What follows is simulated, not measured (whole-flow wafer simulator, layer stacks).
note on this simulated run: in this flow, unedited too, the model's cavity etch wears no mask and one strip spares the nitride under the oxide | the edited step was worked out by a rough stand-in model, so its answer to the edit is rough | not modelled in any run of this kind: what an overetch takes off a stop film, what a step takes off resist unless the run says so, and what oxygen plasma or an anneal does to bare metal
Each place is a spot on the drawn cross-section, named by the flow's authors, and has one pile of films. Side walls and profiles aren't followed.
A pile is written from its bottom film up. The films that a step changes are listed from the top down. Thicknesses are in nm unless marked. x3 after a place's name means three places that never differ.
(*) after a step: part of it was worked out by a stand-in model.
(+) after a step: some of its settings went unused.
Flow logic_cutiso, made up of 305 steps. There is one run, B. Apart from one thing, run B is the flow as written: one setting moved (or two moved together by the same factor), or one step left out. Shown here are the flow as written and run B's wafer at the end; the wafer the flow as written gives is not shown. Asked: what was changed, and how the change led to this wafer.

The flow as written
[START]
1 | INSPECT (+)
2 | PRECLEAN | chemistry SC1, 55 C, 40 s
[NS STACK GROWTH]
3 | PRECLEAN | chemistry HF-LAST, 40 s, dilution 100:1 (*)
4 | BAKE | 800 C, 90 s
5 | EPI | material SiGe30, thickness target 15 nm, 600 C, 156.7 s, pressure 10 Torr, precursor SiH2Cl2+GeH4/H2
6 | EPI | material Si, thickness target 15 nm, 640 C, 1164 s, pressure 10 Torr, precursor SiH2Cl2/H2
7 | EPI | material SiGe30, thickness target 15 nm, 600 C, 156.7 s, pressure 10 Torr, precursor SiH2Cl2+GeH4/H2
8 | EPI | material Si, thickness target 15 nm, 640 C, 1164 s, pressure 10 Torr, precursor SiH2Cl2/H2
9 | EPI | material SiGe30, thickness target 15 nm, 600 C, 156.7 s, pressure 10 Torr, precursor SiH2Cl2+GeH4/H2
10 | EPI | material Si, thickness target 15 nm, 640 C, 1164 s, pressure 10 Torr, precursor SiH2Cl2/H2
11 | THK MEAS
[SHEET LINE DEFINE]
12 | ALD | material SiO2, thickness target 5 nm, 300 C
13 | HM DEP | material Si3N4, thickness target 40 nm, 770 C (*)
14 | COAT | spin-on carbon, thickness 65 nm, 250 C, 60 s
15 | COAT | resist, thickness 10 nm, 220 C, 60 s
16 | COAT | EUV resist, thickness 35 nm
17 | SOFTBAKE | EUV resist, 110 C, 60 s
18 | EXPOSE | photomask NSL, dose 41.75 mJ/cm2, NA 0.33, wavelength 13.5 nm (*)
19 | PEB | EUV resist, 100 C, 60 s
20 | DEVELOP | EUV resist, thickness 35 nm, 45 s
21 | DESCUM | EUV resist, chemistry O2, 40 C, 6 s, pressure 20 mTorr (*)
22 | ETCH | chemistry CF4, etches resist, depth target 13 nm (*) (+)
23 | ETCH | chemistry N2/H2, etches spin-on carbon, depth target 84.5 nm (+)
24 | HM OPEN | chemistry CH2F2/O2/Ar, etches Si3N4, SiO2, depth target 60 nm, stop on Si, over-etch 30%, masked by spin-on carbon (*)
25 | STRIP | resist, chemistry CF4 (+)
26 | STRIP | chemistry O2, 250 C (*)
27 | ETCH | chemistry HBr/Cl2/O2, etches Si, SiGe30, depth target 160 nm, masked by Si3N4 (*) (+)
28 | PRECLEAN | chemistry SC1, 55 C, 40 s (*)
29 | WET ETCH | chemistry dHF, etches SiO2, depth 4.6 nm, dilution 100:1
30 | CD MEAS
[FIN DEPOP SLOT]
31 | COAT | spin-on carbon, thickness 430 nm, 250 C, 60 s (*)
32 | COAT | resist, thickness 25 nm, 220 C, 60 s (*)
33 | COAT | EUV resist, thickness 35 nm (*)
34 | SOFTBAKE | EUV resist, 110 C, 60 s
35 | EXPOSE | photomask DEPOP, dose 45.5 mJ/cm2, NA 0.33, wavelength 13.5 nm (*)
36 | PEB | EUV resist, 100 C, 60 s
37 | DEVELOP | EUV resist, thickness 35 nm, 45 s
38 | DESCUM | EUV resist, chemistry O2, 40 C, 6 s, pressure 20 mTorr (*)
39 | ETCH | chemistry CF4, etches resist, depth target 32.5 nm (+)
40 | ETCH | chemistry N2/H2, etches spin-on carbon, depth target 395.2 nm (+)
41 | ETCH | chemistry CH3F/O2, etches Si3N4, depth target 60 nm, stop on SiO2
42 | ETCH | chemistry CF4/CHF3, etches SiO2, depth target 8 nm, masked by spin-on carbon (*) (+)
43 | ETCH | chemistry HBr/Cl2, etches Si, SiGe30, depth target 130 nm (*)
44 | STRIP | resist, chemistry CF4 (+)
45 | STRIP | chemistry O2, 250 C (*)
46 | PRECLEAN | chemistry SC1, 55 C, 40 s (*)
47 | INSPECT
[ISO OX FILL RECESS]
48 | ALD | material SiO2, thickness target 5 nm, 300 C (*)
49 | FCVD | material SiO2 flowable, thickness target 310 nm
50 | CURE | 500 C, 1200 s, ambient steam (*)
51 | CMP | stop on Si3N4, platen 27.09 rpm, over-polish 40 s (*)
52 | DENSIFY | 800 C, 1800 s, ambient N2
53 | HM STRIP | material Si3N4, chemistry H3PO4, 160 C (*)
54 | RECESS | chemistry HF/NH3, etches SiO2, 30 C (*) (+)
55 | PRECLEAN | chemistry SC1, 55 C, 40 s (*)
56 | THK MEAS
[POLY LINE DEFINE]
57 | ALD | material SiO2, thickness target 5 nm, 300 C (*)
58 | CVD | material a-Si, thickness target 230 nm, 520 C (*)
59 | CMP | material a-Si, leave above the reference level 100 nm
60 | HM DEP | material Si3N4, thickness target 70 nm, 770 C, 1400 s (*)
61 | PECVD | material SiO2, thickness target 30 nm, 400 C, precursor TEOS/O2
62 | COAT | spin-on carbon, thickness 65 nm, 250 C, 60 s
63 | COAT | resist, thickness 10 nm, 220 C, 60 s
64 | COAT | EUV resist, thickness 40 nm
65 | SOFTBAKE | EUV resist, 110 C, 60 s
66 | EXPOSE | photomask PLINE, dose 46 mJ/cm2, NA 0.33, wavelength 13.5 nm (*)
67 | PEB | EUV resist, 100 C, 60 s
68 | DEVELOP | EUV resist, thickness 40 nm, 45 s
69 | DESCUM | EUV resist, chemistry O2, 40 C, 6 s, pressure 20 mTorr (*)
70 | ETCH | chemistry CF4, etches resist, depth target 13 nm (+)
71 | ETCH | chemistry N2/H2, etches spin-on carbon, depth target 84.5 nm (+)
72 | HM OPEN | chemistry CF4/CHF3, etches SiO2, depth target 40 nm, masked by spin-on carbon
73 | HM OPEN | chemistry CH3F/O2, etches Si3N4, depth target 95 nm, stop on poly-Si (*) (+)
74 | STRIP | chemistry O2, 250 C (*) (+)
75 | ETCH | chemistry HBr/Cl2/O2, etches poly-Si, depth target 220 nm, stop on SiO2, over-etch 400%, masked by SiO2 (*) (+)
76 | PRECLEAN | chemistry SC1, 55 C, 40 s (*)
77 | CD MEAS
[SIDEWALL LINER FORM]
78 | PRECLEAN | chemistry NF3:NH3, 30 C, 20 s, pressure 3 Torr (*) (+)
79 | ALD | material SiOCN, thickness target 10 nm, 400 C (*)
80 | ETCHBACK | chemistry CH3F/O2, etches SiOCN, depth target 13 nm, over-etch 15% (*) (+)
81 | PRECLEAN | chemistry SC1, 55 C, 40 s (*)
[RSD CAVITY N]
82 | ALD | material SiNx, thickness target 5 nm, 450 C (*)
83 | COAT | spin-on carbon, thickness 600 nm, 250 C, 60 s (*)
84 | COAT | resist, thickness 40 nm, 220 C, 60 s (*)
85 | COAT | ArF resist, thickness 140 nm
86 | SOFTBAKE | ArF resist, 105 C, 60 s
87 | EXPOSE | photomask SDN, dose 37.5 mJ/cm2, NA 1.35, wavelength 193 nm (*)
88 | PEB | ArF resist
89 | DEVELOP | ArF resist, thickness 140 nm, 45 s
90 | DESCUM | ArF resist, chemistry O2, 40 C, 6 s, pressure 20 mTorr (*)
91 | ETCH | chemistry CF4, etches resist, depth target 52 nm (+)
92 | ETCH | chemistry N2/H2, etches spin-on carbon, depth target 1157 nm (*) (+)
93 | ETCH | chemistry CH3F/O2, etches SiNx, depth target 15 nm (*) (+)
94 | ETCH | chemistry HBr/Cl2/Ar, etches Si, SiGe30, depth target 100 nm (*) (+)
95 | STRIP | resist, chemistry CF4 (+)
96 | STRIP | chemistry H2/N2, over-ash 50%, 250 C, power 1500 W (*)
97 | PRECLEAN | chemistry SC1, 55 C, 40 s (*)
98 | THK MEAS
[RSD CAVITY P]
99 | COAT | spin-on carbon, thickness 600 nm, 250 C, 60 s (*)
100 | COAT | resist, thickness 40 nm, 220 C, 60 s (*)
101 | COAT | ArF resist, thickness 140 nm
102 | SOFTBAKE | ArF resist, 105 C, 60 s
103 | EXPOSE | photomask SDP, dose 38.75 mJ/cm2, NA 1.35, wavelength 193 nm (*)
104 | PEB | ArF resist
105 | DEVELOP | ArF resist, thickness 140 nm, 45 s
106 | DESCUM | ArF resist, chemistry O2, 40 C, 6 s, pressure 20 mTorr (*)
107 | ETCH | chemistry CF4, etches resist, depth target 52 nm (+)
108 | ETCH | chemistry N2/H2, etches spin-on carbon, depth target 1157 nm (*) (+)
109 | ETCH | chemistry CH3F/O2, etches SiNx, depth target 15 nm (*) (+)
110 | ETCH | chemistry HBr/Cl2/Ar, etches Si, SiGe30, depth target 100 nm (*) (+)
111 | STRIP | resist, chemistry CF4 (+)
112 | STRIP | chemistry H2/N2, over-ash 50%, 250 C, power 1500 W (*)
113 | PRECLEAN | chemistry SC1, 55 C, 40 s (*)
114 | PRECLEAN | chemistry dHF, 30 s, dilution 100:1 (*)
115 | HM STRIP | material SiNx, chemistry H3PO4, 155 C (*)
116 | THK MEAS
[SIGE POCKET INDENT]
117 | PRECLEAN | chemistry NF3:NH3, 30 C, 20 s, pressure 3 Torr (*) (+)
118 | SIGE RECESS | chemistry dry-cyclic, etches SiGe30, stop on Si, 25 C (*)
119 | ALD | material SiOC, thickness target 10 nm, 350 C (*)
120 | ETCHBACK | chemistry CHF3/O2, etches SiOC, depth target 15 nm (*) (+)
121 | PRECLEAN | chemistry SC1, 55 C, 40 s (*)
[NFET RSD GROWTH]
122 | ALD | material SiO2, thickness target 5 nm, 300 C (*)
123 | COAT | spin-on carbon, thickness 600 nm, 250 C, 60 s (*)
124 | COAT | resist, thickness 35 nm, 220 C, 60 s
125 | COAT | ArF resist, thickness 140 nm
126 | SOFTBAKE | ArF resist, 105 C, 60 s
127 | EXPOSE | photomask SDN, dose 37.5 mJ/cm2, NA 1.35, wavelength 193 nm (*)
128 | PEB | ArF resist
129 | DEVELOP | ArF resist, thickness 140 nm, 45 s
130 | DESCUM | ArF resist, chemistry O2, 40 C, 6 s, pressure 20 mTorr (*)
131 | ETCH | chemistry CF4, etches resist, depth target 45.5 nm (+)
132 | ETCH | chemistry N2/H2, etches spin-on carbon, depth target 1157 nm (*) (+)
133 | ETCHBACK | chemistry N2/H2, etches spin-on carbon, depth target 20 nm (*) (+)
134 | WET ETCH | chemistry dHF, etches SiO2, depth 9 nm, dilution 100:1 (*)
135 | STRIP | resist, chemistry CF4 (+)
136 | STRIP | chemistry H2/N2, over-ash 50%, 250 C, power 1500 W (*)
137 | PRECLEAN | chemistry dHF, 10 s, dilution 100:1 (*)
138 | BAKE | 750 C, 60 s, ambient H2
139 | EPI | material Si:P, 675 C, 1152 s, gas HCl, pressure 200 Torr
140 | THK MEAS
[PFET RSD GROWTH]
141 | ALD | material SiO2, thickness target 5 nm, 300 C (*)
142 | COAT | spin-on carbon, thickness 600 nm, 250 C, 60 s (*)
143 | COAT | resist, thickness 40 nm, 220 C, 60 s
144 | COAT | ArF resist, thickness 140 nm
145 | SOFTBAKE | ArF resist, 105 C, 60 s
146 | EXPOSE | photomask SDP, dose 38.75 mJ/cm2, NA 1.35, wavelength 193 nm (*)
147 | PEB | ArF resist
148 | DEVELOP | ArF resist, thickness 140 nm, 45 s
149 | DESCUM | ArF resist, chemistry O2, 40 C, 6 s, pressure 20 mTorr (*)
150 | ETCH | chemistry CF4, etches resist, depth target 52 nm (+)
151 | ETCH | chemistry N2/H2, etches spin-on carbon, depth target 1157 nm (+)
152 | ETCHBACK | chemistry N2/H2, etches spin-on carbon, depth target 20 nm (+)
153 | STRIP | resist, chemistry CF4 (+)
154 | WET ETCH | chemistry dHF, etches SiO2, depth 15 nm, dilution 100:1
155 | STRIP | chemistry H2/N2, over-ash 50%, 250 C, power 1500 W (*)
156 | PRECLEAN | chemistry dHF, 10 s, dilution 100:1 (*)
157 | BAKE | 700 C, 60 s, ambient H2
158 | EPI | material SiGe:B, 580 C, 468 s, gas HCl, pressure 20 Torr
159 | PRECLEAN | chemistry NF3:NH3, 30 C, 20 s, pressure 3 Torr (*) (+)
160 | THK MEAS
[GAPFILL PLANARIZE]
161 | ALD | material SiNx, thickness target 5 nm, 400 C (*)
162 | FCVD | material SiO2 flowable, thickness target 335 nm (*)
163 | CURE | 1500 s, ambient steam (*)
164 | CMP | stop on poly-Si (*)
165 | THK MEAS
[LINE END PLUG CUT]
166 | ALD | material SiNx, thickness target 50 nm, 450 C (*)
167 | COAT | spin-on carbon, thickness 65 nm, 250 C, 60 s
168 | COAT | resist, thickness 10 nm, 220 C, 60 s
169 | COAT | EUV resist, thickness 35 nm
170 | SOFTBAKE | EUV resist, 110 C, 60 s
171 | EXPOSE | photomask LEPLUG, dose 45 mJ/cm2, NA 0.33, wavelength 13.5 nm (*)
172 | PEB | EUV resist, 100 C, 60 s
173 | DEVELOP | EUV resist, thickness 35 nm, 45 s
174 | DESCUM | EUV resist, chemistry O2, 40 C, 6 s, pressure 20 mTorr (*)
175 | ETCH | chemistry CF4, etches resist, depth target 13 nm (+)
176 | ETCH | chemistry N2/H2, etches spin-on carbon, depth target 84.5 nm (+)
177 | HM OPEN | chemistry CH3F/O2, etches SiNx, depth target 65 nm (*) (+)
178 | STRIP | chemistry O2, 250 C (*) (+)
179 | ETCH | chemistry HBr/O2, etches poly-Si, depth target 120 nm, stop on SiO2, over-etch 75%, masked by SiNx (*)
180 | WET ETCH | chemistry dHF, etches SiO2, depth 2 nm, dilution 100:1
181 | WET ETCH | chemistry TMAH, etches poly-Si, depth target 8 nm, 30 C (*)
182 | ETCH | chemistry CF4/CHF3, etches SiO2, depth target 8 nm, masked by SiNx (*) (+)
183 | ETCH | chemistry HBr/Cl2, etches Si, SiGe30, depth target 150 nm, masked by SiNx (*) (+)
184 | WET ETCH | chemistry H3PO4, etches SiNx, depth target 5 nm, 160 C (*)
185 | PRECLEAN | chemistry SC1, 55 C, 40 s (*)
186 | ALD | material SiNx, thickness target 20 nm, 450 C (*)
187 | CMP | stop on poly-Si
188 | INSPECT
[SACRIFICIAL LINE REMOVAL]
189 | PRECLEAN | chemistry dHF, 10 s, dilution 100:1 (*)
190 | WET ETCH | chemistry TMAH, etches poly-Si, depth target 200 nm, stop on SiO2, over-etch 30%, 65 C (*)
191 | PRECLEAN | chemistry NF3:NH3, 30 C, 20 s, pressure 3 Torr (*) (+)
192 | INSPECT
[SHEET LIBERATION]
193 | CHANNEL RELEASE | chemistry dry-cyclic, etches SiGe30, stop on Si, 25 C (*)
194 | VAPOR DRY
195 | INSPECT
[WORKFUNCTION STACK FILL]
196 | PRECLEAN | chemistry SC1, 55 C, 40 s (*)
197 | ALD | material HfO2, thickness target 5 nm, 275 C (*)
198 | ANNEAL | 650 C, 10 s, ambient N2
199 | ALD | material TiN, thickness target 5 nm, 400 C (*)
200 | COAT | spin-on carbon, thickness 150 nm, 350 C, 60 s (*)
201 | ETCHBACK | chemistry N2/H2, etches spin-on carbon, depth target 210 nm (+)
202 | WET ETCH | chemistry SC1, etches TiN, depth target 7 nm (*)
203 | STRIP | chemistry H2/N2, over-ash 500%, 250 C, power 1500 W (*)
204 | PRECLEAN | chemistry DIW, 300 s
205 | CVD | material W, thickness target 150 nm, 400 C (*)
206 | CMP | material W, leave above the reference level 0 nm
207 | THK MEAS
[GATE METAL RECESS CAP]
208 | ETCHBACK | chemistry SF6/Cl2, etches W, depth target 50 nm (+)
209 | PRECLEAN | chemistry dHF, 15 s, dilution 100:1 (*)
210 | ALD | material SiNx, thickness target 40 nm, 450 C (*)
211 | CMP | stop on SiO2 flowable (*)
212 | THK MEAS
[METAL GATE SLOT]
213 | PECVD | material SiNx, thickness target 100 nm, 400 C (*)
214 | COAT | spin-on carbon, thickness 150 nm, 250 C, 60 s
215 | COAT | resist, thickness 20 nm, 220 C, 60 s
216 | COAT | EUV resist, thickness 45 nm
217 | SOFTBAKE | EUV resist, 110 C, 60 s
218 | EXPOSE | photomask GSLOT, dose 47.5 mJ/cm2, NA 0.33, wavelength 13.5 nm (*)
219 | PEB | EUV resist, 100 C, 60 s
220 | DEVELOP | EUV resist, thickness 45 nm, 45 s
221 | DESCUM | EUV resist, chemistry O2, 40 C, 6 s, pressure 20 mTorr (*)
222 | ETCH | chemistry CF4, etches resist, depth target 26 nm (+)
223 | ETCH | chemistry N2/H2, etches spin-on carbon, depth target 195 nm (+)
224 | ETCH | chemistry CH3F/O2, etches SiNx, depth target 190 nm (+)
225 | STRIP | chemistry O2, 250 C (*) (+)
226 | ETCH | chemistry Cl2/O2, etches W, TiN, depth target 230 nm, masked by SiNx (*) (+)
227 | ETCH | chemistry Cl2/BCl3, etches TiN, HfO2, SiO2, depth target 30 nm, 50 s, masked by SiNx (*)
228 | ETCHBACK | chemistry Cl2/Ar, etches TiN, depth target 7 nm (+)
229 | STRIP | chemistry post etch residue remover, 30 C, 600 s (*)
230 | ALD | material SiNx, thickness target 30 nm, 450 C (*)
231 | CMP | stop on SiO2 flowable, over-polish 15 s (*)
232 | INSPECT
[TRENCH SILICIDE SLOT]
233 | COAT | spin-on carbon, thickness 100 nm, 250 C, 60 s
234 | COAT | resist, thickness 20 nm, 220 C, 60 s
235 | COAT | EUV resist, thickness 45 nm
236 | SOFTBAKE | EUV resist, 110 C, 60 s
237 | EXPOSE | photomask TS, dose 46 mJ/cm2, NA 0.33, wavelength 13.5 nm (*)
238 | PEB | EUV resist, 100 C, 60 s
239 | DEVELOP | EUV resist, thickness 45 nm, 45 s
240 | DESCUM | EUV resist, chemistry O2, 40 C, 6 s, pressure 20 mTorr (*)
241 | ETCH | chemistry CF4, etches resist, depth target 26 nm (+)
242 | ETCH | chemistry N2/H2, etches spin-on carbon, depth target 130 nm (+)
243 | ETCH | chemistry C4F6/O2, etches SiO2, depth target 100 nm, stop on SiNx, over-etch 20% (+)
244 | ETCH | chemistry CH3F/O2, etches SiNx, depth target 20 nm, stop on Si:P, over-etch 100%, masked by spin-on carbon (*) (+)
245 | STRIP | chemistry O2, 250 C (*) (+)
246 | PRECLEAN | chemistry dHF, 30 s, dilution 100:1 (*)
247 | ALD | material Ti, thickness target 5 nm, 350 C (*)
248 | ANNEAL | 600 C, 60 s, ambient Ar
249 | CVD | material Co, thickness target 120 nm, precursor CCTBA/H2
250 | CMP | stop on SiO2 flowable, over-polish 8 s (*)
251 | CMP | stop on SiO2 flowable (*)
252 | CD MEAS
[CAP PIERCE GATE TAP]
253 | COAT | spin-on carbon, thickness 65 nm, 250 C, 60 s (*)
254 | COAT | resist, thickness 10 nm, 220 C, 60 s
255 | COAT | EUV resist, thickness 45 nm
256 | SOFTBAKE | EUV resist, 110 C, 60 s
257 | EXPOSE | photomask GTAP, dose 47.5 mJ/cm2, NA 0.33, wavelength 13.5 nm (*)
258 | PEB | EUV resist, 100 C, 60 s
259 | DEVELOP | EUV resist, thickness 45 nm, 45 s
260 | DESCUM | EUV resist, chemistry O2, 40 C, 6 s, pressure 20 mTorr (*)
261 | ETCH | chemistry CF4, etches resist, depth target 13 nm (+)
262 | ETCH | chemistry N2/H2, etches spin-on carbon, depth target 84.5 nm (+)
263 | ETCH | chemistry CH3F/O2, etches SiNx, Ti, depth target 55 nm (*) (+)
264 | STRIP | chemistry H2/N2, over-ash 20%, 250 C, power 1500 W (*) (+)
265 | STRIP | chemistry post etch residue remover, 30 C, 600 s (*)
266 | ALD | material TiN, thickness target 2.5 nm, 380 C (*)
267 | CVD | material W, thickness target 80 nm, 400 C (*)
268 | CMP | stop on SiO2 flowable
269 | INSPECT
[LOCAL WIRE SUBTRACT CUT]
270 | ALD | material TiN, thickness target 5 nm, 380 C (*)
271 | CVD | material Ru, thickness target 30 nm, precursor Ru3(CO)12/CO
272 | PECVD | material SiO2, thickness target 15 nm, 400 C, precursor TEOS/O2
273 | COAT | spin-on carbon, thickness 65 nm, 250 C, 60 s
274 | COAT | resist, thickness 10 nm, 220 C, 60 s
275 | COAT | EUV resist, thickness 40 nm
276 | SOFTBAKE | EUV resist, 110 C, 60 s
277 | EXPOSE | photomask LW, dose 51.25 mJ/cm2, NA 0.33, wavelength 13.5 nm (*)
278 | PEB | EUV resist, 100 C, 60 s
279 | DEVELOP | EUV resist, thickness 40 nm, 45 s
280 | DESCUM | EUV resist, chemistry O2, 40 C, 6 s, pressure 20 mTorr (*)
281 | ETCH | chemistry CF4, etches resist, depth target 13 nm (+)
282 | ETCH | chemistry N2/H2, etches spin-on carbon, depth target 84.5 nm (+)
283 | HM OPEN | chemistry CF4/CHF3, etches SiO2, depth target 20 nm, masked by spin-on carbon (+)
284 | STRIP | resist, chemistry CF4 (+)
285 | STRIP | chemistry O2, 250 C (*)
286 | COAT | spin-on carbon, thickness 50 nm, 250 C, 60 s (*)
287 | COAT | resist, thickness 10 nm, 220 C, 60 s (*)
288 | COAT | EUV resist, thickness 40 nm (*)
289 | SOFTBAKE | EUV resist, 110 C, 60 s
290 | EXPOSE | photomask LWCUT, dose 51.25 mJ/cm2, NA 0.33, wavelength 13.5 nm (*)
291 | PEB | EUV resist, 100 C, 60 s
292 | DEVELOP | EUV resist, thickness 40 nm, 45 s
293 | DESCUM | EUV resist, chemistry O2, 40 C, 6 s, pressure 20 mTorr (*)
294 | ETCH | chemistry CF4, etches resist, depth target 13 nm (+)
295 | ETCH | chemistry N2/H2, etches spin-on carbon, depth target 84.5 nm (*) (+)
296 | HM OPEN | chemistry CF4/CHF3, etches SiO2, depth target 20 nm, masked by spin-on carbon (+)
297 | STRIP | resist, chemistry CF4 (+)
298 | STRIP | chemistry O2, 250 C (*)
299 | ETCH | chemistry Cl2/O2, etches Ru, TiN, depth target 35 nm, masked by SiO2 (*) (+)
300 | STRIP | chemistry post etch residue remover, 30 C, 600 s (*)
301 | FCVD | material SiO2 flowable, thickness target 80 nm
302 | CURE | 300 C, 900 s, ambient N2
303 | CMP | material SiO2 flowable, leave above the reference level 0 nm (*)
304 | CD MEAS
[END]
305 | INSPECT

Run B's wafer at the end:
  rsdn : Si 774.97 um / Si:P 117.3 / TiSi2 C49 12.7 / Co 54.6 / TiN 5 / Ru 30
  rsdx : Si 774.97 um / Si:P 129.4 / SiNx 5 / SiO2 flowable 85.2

What caused this: step 94, ETCH: depth target 112.5 nm was run, though the flow has depth target 100 nm.

How this came from the change, step by step:
  94 | ETCH | chemistry HBr/Cl2/Ar, etches Si, SiGe30, depth target 100 nm (*) (+)
      rsdn, rsdx: chemical SiO2 loses 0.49 (all of it), Si loses 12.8 (all of it), SiGe30 loses 15 (all of it), Si loses 15 (all of it), SiGe30 loses 15 (all of it), Si loses 15 (all of it), SiGe30 loses 15 (all of it), Si loses 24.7 (in the flow as written it would be: chemical SiO2 loses 0.49 (all of it), Si loses 12.8 (all of it), SiGe30 loses 15 (all of it), Si loses 15 (all of it), SiGe30 loses 15 (all of it), Si loses 15 (all of it), SiGe30 loses 15 (all of it), Si loses 12.2)
  135 | STRIP | resist, chemistry CF4 (+)
      gl: Si3N4 loses 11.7 (in the flow as written it would be: Si3N4 loses 12.3)
      tap: Si3N4 loses 11.6 (in the flow as written it would be: Si3N4 loses 12.2)
  139 | EPI | material Si:P, 675 C, 1152 s, gas HCl, pressure 200 Torr
      rsdn, rsdx: Si:P gains 129.4 (new film) (in the flow as written it would be: Si:P gains 116.9 (new film))
  141 | ALD | material SiO2, thickness target 5 nm, 300 C (*)
      gxn: SiO2 gains 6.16 (new film) (in the flow as written it would be: SiO2 gains 10.1 (new film))
  159 | PRECLEAN | chemistry NF3:NH3, 30 C, 20 s, pressure 3 Torr (*) (+)
      gxn: SiO2 loses 4.64 (all of it), Si3N4 loses 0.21 (in the flow as written it would be: SiO2 loses 7.5)
  164 | CMP | stop on poly-Si (*)
      gxn: SiO2 flowable loses 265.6 (all of it), SiNx loses 5 (all of it), Si3N4 loses 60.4 (all of it) (in the flow as written it would be: SiO2 flowable loses 264.5 (all of it), SiNx loses 5 (all of it), SiO2 loses 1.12 (all of it), Si3N4 loses 60.3 (all of it))
